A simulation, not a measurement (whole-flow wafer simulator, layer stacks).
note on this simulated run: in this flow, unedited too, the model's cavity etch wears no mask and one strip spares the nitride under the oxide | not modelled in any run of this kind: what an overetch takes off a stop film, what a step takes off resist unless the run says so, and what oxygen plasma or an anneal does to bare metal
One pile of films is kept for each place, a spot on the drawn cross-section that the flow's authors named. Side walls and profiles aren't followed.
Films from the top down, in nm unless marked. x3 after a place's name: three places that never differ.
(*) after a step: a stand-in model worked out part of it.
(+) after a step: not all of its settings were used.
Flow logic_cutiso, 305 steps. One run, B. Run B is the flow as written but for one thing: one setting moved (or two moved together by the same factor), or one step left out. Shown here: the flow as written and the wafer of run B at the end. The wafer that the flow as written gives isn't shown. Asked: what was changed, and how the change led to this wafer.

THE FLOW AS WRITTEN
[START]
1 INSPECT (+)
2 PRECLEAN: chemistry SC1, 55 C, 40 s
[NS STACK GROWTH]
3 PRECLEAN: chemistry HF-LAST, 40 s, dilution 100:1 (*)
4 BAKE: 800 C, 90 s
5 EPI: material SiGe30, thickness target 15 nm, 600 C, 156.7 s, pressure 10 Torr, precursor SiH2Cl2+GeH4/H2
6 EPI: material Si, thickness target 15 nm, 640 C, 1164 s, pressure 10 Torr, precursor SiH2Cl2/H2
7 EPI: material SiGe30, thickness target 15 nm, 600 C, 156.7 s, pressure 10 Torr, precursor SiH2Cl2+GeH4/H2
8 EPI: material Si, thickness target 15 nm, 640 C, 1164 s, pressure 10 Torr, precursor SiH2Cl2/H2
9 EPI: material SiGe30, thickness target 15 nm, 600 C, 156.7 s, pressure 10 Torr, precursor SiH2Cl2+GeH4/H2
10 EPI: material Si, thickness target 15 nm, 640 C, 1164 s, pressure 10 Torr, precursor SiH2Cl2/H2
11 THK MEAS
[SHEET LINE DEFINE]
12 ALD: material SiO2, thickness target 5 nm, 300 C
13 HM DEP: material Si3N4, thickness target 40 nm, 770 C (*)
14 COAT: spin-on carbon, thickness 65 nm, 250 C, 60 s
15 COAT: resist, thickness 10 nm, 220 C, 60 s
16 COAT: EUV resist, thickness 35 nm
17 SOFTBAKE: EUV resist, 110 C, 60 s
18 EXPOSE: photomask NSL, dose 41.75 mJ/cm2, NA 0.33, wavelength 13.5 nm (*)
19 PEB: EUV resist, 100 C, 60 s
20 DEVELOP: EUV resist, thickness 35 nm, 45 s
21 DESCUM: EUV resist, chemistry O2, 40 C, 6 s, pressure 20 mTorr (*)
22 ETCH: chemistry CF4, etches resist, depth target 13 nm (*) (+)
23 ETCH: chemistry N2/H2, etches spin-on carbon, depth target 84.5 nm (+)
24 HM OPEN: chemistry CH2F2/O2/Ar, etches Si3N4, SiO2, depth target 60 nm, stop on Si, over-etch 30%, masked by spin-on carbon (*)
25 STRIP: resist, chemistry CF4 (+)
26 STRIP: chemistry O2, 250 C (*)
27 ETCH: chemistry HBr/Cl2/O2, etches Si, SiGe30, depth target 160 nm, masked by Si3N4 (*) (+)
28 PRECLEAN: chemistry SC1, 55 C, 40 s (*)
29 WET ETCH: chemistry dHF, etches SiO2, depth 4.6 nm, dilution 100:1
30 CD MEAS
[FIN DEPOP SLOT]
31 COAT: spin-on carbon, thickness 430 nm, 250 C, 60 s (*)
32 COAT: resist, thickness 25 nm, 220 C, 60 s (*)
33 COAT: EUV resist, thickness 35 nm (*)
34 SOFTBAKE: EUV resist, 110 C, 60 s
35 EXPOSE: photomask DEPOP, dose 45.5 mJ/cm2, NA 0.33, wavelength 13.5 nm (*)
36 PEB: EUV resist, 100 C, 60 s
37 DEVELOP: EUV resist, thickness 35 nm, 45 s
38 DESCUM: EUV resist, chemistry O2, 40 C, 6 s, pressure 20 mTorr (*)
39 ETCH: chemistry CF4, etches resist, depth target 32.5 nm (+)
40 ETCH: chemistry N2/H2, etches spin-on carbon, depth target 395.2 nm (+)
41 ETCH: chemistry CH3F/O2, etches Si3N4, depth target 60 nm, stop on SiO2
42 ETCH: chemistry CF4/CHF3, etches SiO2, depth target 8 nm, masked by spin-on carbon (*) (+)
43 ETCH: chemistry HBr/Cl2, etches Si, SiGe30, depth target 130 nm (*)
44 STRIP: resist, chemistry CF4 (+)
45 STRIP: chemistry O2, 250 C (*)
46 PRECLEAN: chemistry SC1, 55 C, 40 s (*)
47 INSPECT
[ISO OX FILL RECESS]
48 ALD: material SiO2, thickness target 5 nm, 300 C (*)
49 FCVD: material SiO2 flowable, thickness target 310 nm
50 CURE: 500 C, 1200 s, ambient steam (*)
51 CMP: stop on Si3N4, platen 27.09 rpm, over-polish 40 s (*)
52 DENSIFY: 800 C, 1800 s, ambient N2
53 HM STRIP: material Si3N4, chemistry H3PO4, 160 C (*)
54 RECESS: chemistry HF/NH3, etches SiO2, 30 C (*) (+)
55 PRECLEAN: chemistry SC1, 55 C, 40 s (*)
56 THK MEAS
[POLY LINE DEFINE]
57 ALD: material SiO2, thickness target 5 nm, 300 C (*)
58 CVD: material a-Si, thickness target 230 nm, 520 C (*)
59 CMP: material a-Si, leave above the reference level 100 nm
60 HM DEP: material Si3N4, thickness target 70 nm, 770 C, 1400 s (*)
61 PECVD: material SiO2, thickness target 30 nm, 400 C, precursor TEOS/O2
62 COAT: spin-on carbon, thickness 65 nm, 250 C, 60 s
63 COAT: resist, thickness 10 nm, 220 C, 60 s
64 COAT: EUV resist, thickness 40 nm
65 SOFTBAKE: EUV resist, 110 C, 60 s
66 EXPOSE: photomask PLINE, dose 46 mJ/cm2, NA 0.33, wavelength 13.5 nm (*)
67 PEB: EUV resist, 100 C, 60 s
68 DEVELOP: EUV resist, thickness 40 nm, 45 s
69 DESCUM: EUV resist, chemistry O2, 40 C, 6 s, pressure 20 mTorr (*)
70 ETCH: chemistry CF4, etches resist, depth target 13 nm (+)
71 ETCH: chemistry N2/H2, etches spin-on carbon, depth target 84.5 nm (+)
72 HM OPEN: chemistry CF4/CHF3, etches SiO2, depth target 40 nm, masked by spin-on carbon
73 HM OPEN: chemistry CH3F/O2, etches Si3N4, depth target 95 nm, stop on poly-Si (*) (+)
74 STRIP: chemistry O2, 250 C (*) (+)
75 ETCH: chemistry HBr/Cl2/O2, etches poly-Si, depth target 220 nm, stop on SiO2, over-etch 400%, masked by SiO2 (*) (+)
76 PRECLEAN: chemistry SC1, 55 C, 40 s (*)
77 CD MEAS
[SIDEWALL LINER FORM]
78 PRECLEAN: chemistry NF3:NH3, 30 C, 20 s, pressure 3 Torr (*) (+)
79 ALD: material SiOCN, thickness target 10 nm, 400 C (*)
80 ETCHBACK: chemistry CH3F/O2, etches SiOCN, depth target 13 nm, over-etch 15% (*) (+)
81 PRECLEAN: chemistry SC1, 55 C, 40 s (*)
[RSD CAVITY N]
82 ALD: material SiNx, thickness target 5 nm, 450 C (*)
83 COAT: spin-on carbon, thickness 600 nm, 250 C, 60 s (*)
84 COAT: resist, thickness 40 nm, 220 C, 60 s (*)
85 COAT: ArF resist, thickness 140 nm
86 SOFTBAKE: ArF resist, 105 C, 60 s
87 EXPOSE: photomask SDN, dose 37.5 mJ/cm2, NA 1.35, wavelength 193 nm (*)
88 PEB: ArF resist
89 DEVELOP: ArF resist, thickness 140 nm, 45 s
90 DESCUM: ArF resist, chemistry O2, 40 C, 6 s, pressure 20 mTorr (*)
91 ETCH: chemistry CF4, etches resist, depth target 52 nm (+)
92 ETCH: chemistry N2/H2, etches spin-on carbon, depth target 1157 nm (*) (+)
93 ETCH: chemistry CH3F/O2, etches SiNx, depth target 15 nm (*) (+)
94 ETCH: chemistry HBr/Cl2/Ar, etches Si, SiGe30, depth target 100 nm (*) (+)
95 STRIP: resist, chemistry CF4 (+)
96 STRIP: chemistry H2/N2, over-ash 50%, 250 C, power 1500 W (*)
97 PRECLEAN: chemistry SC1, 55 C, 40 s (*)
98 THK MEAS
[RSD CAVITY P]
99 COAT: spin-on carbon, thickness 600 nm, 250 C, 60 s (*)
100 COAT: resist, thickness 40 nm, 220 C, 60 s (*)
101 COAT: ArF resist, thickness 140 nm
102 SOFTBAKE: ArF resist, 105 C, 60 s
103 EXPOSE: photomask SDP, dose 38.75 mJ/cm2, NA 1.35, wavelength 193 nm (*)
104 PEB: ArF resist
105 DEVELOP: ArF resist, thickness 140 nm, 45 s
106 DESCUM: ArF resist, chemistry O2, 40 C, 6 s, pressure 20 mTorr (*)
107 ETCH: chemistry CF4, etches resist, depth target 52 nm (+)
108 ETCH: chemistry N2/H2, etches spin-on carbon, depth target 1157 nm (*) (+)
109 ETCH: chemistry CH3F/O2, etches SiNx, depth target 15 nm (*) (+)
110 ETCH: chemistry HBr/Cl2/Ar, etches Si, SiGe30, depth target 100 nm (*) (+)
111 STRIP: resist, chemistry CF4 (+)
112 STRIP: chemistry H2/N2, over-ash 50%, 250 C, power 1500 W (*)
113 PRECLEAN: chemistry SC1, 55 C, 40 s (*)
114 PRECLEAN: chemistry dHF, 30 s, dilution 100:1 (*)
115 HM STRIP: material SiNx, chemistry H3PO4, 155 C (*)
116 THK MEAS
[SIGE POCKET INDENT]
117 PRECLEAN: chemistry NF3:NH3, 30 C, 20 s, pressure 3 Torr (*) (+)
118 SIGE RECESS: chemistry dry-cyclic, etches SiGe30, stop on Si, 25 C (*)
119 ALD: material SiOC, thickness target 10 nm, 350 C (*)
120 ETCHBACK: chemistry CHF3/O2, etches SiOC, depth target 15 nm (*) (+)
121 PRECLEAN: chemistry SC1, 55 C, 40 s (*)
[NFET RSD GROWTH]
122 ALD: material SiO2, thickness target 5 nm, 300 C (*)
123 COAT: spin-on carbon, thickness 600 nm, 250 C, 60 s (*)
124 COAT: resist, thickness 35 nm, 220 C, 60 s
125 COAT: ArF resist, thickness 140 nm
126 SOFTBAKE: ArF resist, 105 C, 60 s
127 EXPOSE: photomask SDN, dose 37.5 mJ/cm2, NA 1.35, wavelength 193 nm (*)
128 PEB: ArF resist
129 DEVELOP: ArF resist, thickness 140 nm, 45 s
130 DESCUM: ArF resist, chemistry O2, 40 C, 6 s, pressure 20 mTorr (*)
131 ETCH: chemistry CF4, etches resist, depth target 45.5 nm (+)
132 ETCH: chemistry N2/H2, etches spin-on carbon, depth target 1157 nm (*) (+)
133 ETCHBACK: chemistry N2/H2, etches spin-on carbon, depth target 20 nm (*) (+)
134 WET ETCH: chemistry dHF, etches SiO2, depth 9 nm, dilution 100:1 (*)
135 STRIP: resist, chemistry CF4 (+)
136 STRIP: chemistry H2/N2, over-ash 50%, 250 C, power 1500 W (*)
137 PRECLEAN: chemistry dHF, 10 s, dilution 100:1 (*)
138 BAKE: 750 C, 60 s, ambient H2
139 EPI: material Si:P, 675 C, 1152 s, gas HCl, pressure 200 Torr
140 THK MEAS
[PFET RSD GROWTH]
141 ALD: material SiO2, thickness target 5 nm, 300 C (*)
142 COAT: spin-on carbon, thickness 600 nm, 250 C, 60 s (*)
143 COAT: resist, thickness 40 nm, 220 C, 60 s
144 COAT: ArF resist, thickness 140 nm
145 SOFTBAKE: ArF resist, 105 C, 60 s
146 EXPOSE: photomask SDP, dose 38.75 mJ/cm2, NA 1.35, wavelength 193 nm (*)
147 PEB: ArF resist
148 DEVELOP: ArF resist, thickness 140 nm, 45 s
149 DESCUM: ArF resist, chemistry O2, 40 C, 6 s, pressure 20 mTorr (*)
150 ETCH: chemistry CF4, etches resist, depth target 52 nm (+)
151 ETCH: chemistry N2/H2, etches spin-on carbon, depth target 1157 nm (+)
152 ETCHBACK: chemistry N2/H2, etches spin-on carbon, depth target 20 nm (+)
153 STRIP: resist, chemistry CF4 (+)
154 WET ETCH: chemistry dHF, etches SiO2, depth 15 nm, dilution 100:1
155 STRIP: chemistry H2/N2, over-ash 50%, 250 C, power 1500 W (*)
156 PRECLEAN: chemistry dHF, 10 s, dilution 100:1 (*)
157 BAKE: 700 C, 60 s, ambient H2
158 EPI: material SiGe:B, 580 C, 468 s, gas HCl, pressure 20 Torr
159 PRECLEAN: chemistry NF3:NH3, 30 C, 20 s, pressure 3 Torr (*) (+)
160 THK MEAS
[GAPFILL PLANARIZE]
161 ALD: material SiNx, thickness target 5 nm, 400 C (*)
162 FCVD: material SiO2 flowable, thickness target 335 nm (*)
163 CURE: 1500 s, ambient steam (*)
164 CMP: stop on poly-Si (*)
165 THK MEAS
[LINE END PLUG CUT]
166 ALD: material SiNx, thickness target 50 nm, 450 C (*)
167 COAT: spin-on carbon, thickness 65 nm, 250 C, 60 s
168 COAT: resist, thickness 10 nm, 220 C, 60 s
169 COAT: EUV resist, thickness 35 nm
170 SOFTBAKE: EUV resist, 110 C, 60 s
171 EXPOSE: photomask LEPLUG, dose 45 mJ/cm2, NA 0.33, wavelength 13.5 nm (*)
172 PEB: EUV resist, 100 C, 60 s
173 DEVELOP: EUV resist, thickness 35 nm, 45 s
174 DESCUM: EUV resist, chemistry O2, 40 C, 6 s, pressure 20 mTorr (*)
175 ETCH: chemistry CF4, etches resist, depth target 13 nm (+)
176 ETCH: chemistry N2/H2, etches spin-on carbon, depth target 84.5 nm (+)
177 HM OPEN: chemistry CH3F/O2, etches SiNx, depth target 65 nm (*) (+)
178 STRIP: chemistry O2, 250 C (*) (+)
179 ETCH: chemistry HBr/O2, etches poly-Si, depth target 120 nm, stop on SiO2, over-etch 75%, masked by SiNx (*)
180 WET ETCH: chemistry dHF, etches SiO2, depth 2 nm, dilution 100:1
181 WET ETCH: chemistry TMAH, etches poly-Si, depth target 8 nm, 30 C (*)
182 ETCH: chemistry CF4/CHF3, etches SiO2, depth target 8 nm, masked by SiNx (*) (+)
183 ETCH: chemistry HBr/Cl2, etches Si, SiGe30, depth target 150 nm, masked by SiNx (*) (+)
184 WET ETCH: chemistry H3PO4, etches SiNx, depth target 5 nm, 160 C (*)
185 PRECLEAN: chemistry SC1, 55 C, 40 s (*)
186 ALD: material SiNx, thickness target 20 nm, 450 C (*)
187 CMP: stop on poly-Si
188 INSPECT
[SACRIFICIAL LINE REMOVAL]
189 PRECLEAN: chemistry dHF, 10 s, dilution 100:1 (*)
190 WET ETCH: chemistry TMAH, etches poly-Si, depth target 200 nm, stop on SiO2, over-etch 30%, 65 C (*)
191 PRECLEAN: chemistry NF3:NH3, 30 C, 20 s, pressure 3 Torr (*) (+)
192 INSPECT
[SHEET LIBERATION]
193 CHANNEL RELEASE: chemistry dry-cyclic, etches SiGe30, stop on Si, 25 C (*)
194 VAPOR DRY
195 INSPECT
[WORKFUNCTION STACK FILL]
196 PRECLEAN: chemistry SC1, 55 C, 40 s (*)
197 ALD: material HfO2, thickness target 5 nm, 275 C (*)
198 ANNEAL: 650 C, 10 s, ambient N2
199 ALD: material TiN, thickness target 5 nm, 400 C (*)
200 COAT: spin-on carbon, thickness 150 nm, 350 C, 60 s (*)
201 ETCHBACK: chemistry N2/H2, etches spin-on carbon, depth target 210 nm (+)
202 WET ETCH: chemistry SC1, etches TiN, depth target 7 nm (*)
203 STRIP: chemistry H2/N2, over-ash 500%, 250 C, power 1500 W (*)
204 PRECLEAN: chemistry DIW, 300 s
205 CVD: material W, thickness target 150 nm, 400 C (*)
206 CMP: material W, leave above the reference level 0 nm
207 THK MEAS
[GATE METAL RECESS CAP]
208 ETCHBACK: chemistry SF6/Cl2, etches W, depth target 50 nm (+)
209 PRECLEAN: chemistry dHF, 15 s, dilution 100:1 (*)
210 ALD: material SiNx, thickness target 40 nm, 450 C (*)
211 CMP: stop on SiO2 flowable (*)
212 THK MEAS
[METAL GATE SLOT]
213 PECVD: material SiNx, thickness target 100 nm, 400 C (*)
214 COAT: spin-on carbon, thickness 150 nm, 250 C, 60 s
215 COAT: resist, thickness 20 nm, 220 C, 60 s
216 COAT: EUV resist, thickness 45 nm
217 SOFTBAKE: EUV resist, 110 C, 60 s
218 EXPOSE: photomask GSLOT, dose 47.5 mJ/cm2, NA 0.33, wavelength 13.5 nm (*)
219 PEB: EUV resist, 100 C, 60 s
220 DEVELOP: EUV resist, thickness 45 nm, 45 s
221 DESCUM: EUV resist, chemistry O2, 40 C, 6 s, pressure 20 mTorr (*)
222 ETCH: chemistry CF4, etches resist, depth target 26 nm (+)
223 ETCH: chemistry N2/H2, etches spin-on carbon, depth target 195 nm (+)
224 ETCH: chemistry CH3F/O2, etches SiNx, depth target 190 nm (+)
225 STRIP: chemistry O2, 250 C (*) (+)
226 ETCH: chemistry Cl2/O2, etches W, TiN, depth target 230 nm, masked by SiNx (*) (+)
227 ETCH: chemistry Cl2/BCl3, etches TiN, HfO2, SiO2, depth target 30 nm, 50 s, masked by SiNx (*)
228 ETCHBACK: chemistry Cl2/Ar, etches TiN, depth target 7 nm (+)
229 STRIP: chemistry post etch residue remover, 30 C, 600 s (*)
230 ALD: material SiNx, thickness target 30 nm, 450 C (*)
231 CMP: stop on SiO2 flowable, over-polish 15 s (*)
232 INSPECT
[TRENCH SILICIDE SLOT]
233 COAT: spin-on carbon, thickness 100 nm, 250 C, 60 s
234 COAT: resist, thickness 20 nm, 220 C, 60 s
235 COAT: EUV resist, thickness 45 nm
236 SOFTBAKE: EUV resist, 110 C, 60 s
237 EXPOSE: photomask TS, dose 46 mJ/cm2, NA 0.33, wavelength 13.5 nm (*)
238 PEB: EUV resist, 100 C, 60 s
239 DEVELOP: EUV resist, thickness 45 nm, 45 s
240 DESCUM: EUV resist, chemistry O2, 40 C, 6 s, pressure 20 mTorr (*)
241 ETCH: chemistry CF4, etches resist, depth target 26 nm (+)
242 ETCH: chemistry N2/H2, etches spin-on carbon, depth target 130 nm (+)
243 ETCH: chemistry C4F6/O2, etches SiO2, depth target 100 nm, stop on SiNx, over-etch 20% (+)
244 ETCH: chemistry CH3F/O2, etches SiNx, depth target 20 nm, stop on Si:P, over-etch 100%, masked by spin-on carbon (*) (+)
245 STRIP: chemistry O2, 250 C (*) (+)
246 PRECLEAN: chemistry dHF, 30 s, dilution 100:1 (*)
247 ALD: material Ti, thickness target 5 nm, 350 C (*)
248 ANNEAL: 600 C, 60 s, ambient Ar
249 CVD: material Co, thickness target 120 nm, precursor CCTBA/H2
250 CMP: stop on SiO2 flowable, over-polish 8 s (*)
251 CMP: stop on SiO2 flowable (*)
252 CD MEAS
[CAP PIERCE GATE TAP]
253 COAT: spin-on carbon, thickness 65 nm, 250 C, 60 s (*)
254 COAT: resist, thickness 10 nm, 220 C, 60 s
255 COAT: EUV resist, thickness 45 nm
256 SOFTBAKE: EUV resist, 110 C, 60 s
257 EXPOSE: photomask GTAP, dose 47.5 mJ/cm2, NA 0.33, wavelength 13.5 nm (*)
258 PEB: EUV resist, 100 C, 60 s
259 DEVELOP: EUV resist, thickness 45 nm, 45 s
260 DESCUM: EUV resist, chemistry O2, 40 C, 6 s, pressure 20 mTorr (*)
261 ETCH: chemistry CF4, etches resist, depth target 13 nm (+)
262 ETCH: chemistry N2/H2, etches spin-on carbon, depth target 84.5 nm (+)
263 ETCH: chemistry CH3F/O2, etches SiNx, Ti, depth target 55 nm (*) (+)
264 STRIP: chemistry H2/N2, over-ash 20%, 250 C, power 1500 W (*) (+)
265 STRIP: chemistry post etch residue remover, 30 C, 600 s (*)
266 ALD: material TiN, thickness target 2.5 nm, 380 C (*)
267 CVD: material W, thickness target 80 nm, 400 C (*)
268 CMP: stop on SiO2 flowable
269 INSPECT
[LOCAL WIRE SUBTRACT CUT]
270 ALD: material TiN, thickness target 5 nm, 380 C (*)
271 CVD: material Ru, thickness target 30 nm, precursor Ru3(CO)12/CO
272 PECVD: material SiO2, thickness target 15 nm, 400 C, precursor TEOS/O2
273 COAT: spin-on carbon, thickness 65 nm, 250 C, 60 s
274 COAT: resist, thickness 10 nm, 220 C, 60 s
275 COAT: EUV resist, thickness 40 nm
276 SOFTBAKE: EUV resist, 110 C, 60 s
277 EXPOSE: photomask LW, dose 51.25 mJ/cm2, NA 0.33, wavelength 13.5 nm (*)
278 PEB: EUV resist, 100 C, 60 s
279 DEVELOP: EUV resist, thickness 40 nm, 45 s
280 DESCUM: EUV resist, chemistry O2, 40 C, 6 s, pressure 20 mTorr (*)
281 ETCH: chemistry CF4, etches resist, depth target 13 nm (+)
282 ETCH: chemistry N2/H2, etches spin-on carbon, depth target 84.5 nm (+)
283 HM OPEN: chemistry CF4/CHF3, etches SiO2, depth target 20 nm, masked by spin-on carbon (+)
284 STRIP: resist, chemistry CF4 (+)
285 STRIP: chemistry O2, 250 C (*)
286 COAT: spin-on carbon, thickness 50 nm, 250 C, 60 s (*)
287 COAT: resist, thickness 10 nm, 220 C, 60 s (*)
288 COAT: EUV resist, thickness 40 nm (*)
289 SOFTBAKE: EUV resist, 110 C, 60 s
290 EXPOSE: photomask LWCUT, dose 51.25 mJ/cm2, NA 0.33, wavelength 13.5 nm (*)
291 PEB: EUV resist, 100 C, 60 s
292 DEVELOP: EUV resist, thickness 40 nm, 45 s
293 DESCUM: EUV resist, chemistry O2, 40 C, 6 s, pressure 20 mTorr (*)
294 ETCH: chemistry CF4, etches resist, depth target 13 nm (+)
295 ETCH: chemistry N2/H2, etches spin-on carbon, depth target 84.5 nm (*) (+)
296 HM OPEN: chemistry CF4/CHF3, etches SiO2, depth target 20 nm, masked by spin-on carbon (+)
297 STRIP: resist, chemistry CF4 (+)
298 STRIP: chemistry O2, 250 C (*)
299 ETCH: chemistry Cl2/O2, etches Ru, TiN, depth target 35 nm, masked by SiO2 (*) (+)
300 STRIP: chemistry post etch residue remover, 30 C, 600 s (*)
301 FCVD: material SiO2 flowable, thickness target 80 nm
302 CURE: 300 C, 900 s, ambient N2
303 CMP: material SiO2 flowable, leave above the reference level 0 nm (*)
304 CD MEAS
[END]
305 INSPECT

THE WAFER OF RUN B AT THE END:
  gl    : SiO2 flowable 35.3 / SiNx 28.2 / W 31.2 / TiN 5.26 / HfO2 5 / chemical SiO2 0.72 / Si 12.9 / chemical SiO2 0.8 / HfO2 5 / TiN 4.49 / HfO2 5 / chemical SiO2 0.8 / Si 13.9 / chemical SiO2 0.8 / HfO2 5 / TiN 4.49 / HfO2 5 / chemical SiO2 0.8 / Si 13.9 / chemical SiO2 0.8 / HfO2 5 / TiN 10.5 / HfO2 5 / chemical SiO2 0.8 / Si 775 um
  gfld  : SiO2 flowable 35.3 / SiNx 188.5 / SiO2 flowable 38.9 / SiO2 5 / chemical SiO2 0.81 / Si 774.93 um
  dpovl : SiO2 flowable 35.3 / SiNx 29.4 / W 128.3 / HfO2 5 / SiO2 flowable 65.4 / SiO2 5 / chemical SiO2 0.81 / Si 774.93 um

The cause: step 5, EPI: 219.4 s was run, where the flow has 156.7 s.

How the change led to this, step by step:
  5 EPI: material SiGe30, thickness target 15 nm, 600 C, 156.7 s, pressure 10 Torr, precursor SiH2Cl2+GeH4/H2
      depop, dpovl, gfld and 19 more: SiGe30 +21 (new film) (as written it would be: SiGe30 +15 (new film))
  27 ETCH: chemistry HBr/Cl2/O2, etches Si, SiGe30, depth target 160 nm, masked by Si3N4 (*) (+)
      gfld, gxf, iso, lnri: chemical SiO2 -0.79 (all of it), Si -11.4 (all of it), SiGe30 -15 (all of it), Si -15 (all of it), SiGe30 -15 (all of it), Si -15 (all of it), SiGe30 -21 (all of it), Si -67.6 (as written it would be: chemical SiO2 -0.79 (all of it), Si -11.4 (all of it), SiGe30 -15 (all of it), Si -15 (all of it), SiGe30 -15 (all of it), Si -15 (all of it), SiGe30 -15 (all of it), Si -73.6)
      dpovl, nsgap: chemical SiO2 -0.79 (all of it), Si -11.8 (all of it), SiGe30 -15 (all of it), Si -15 (all of it), SiGe30 -15 (all of it), Si -15 (all of it), SiGe30 -21 (all of it), Si -67.2 (as written it would be: chemical SiO2 -0.79 (all of it), Si -11.8 (all of it), SiGe30 -15 (all of it), Si -15 (all of it), SiGe30 -15 (all of it), Si -15 (all of it), SiGe30 -15 (all of it), Si -73.2)
      (and at 1 more place)
  43 ETCH: chemistry HBr/Cl2, etches Si, SiGe30, depth target 130 nm (*)
      depop: Si -14 (all of it), SiGe30 -15 (all of it), Si -15 (all of it), SiGe30 -15 (all of it), Si -15 (all of it), SiGe30 -21 (all of it), Si -35 (as written it would be: Si -14 (all of it), SiGe30 -15 (all of it), Si -15 (all of it), SiGe30 -15 (all of it), Si -15 (all of it), SiGe30 -15 (all of it), Si -41)
  94 ETCH: chemistry HBr/Cl2/Ar, etches Si, SiGe30, depth target 100 nm (*) (+)
      rsdn, rsdx: chemical SiO2 -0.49 (all of it), Si -12.8 (all of it), SiGe30 -15 (all of it), Si -15 (all of it), SiGe30 -15 (all of it), Si -15 (all of it), SiGe30 -21 (all of it), Si -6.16 (as written it would be: chemical SiO2 -0.49 (all of it), Si -12.8 (all of it), SiGe30 -15 (all of it), Si -15 (all of it), SiGe30 -15 (all of it), Si -15 (all of it), SiGe30 -15 (all of it), Si -12.2)
  110 ETCH: chemistry HBr/Cl2/Ar, etches Si, SiGe30, depth target 100 nm (*) (+)
      rsdp, rsdw: chemical SiO2 -0.49 (all of it), Si -12.8 (all of it), SiGe30 -15 (all of it), Si -15 (all of it), SiGe30 -15 (all of it), Si -15 (all of it), SiGe30 -21 (all of it), Si -6.16 (as written it would be: chemical SiO2 -0.49 (all of it), Si -12.8 (all of it), SiGe30 -15 (all of it), Si -15 (all of it), SiGe30 -15 (all of it), Si -15 (all of it), SiGe30 -15 (all of it), Si -12.2)
  118 SIGE RECESS: chemistry dry-cyclic, etches SiGe30, stop on Si, 25 C (*)
      lnr, lnrp, lnrt: SiOCN -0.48, Si -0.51, cavity +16 (new film), SiGe30 -15 (all of it), Si -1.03, cavity +16 (new film), SiGe30 -15 (all of it), Si -1.03, cavity +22 (new film), SiGe30 -21 (all of it), Si -0.51 (as written it would be: SiOCN -0.48, Si -0.51, cavity +16 (new film), SiGe30 -15 (all of it), Si -1.03, cavity +16 (new film), SiGe30 -15 (all of it), Si -1.03, cavity +16 (new film), SiGe30 -15 (all of it), Si -0.51)
  119 ALD: material SiOC, thickness target 10 nm, 350 C (*)
      lnr, lnrp, lnrt: SiOC +10 (new film), SiOC +16 (new film), cavity -16 (all of it), SiOC +16 (new film), cavity -16 (all of it), SiOC +22 (new film), cavity -22 (all of it) (as written it would be: SiOC +10 (new film), SiOC +16 (new film), cavity -16 (all of it), SiOC +16 (new film), cavity -16 (all of it), SiOC +16 (new film), cavity -16 (all of it))
  183 ETCH: chemistry HBr/Cl2, etches Si, SiGe30, depth target 150 nm, masked by SiNx (*) (+)
      plug: Si -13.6 (all of it), SiGe30 -15 (all of it), Si -15 (all of it), SiGe30 -15 (all of it), Si -15 (all of it), SiGe30 -21 (all of it), Si -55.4 (as written it would be: Si -13.6 (all of it), SiGe30 -15 (all of it), Si -15 (all of it), SiGe30 -15 (all of it), Si -15 (all of it), SiGe30 -15 (all of it), Si -61.4)
  193 CHANNEL RELEASE: chemistry dry-cyclic, etches SiGe30, stop on Si, 25 C (*)
      gl, glp, gxn, gxp, ns, tap: chemical SiO2 +0.8 (new film), Si -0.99, chemical SiO2 +0.8 (new film), cavity +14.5 (new film), chemical SiO2 +0.8 (new film), SiGe30 -15 (all of it), Si -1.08, chemical SiO2 +0.8 (new film), cavity +14.5 (new film), chemical SiO2 +0.8 (new film), SiGe30 -15 (all of it), Si -1.08, chemical SiO2 +0.8 (new film), cavity +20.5 (new film), chemical SiO2 +0.8 (new film), SiGe30 -21 (all of it), Si -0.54 (as written it would be: chemical SiO2 +0.8 (new film), Si -0.99, chemical SiO2 +0.8 (new film), cavity +14.5 (new film), chemical SiO2 +0.8 (new film), SiGe30 -15 (all of it), Si -1.08, chemical SiO2 +0.8 (new film), cavity +14.5 (new film), chemical SiO2 +0.8 (new film), SiGe30 -15 (all of it), Si -1.08, chemical SiO2 +0.8 (new film), cavity +14.5 (new film), chemical SiO2 +0.8 (new film), SiGe30 -15 (all of it), Si -0.54)
  199 ALD: material TiN, thickness target 5 nm, 400 C (*)
      gl, glp, tap: TiN +5.26 (new film), TiN +4.49 (new film), cavity -4.49 (all of it), TiN +4.49 (new film), cavity -4.49 (all of it), TiN +10.5 (new film), cavity -10.5 (all of it) (as written it would be: TiN +5.26 (new film), TiN +4.49 (new film), cavity -4.49 (all of it), TiN +4.49 (new film), cavity -4.49 (all of it), TiN +4.49 (new film), cavity -4.49 (all of it))
      gxn, gxp, ns: TiN +5 (new film), TiN +4.49 (new film), cavity -4.49 (all of it), TiN +4.49 (new film), cavity -4.49 (all of it), TiN +10.5 (new film), cavity -10.5 (all of it) (as written it would be: TiN +5 (new film), TiN +4.49 (new film), cavity -4.49 (all of it), TiN +4.49 (new film), cavity -4.49 (all of it), TiN +4.49 (new film), cavity -4.49 (all of it))
